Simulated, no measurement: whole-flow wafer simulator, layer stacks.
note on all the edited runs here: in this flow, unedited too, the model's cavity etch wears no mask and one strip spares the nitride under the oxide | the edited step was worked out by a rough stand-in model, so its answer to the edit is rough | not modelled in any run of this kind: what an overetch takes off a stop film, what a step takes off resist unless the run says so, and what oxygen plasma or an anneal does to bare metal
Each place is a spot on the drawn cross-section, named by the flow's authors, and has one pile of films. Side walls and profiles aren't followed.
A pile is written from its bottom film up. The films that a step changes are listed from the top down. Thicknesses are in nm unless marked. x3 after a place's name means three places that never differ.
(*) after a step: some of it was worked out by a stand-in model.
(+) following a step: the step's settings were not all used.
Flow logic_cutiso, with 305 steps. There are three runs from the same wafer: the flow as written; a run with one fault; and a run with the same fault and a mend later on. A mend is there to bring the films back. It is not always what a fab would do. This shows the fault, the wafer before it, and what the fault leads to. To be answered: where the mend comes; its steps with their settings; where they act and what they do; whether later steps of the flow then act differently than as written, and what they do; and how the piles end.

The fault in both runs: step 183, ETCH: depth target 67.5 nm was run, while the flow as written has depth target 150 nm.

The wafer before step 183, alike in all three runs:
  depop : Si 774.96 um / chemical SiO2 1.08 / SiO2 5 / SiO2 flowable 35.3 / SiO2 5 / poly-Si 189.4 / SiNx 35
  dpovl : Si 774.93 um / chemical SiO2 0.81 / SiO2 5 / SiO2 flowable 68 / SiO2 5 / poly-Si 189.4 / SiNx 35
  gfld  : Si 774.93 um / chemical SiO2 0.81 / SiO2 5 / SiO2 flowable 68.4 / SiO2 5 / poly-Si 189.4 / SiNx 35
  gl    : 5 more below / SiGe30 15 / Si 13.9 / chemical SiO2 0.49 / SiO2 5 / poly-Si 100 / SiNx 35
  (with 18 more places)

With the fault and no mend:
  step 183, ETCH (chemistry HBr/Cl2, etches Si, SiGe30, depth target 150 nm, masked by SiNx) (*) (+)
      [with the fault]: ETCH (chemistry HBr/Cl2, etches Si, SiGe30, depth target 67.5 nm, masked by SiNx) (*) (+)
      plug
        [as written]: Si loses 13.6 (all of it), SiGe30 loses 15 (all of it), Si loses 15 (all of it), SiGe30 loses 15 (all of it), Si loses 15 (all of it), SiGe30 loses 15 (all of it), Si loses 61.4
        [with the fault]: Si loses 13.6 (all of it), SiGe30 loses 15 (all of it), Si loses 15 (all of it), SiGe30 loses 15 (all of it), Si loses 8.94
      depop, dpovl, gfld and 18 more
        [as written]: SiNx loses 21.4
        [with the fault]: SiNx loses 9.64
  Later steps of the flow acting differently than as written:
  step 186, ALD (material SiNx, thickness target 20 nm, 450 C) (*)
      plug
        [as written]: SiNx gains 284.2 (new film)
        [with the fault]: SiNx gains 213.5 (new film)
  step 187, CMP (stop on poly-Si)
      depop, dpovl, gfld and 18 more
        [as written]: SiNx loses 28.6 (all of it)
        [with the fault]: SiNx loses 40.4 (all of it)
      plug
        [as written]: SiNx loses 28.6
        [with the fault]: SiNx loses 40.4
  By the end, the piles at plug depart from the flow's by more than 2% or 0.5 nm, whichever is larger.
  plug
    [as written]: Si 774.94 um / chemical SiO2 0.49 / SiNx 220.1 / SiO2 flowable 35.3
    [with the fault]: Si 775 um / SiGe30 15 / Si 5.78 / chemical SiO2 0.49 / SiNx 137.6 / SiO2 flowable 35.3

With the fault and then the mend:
  The mend follows step 183.
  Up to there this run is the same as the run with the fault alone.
  step 183a, ETCH (chemistry HBr/Cl2, etches Si, SiGe30, depth target 82.5 nm, masked by SiNx) (*) (+) (the flow's step 183 again, with other settings)
      depop, dpovl, gfld and 18 more
        SiNx loses 11.8
      plug
        Si loses 6.06 (all of it), SiGe30 loses 15 (all of it), Si loses 61.4
  Every later step of the flow that is run acts as written at every place that is followed.
  The piles end the same as the flow's at every place that both follow.
